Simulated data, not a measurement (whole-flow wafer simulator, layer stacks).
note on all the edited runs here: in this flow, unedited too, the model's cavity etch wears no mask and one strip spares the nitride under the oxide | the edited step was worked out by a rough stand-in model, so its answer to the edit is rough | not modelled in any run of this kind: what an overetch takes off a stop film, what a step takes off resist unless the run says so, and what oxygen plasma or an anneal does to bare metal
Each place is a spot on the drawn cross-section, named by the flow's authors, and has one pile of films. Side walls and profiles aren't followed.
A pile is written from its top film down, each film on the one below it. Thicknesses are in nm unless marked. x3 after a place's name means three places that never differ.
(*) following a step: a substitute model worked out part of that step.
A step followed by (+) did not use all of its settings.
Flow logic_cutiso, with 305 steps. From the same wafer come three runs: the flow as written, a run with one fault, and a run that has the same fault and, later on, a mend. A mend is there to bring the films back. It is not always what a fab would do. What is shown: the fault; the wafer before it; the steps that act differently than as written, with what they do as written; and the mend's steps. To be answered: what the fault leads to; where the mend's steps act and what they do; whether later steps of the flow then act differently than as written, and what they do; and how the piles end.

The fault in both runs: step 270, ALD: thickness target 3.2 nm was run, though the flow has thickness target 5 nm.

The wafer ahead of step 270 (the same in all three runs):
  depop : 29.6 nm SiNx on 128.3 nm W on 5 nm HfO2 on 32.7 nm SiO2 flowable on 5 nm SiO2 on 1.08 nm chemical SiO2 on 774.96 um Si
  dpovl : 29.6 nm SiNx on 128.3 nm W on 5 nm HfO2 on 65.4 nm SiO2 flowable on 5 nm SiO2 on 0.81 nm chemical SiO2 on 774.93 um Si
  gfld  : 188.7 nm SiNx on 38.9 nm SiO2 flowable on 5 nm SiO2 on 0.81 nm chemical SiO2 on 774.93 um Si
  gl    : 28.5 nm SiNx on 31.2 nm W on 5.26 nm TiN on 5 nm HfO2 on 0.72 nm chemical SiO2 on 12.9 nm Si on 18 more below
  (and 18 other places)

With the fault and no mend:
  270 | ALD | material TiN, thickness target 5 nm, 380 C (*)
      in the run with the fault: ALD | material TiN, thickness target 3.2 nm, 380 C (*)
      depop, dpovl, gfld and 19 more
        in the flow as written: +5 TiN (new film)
        in the run with the fault: +3.2 TiN (new film)
  Later steps of the flow acting differently than as written (1 more step, not shown, differs only slightly: by at most 2% or 0.5 nm, whichever is larger):
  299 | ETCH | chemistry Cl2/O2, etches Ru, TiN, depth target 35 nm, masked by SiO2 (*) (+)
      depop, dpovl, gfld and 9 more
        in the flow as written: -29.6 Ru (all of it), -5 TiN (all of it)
        in the run with the fault: -29.6 Ru (all of it), -3.2 TiN (all of it), -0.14 SiNx
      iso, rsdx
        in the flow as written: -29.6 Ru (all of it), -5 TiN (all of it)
        in the run with the fault: -29.6 Ru (all of it), -3.2 TiN (all of it), -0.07 SiO2 flowable
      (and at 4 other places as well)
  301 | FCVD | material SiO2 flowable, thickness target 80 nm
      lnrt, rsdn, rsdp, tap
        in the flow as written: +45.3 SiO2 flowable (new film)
        in the run with the fault: +46.6 SiO2 flowable (new film)
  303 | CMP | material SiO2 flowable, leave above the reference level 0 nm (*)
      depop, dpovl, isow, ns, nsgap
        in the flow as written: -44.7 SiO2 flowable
        in the run with the fault: -46.4 SiO2 flowable
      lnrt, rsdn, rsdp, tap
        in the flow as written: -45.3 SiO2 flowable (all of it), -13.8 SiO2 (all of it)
        in the run with the fault: -46.5 SiO2 flowable (all of it), -13.8 SiO2 (all of it)
  By the end, the piles at depop, dpovl, gfld and 18 more depart from the flow's by more than 2% or 0.5 nm, whichever is larger.
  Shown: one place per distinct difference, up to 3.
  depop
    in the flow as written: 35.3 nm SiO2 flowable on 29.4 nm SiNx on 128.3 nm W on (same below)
    in the run with the fault: 33.6 nm SiO2 flowable on 29.2 nm SiNx on 128.3 nm W on (same below)
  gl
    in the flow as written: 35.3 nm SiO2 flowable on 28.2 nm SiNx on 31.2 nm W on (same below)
    in the run with the fault: 33.6 nm SiO2 flowable on 28.1 nm SiNx on 31.2 nm W on (same below)
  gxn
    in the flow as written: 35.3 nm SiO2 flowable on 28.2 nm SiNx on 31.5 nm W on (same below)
    in the run with the fault: 33.6 nm SiO2 flowable on 28.1 nm SiNx on 31.5 nm W on (same below)

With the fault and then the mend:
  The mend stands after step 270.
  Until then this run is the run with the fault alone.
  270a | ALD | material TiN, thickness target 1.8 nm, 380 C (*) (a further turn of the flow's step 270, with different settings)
      depop, dpovl, gfld and 19 more
        +1.8 TiN
  None of the later steps of the flow acts differently than as written at any place that is followed.
  The piles end the same as the flow's at every place that both follow.
